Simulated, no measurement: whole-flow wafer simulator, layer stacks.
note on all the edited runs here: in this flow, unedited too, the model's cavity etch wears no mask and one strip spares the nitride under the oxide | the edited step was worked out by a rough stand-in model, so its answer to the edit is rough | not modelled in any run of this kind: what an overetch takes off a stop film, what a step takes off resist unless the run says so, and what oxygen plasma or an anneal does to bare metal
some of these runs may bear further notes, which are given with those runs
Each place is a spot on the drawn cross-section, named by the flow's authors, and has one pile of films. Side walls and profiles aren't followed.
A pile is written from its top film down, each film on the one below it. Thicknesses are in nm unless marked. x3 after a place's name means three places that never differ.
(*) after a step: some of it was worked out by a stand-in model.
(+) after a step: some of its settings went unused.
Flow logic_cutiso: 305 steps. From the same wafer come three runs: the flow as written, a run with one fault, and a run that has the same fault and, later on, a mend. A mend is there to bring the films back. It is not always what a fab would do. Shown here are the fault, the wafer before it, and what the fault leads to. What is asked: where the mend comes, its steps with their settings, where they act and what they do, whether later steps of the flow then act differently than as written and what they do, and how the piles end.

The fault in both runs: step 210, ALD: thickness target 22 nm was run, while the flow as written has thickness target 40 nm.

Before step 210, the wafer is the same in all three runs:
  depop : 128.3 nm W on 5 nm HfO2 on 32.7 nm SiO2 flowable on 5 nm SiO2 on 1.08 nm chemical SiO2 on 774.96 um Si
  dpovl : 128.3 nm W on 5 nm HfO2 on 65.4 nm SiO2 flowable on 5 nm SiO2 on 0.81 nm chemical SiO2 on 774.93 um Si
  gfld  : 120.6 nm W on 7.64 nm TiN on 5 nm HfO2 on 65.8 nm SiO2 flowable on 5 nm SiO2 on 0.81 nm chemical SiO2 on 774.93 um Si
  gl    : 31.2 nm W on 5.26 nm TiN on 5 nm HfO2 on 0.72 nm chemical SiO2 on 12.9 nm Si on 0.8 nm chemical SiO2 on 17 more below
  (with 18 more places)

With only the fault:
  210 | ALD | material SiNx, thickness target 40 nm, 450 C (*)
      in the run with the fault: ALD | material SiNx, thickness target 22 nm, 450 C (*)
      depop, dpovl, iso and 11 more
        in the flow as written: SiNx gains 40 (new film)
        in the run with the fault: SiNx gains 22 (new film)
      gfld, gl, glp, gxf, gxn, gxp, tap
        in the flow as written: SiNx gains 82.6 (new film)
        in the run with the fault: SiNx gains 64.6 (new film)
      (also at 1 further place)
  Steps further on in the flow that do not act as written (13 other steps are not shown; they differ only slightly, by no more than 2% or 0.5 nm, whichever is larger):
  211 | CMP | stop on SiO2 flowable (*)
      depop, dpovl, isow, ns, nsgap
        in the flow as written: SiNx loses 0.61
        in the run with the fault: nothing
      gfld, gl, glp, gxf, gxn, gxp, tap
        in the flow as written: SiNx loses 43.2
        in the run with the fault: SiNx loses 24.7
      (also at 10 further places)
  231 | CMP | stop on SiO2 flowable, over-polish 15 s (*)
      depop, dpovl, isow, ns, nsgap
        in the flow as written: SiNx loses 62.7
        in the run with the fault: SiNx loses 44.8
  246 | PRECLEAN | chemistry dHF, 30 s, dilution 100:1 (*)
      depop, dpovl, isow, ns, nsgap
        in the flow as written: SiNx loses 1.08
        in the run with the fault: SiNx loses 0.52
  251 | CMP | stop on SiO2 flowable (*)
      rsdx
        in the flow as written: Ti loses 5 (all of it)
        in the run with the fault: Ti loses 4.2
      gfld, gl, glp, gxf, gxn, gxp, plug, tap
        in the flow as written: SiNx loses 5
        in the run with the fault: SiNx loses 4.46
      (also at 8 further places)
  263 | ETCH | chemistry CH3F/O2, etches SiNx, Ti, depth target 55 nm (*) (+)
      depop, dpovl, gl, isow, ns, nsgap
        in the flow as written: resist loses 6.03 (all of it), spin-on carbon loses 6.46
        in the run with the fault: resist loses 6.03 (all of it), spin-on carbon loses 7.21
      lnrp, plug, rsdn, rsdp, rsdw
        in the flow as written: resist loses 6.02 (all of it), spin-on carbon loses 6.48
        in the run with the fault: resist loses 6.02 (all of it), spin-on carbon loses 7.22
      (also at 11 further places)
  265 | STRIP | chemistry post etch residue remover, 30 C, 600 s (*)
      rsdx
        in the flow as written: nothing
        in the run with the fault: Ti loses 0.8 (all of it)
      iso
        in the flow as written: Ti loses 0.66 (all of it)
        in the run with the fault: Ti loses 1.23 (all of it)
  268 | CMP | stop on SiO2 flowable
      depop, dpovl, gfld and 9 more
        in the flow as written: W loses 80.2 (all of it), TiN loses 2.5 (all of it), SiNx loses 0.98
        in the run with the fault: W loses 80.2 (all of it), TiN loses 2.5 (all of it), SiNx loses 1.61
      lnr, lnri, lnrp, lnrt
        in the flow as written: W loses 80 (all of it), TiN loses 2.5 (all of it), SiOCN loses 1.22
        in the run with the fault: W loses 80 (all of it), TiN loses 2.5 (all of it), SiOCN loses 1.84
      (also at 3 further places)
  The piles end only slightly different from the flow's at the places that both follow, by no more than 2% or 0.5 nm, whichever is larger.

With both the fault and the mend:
  The mend follows step 210.
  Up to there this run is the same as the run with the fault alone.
  210a | ALD | material SiNx, thickness target 18 nm, 450 C (*) (a further turn of the flow's step 210, with different settings)
      depop, dpovl, gfld and 19 more
        SiNx gains 18
  Steps further on in the flow that do not act as written (3 other steps are not shown; they differ only slightly, by no more than 2% or 0.5 nm, whichever is larger):
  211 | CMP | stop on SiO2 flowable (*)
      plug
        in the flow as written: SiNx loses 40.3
        in the run with the mend: SiNx loses 37.7
  The piles end only slightly different from the flow's at the places that both follow, by no more than 2% or 0.5 nm, whichever is larger.
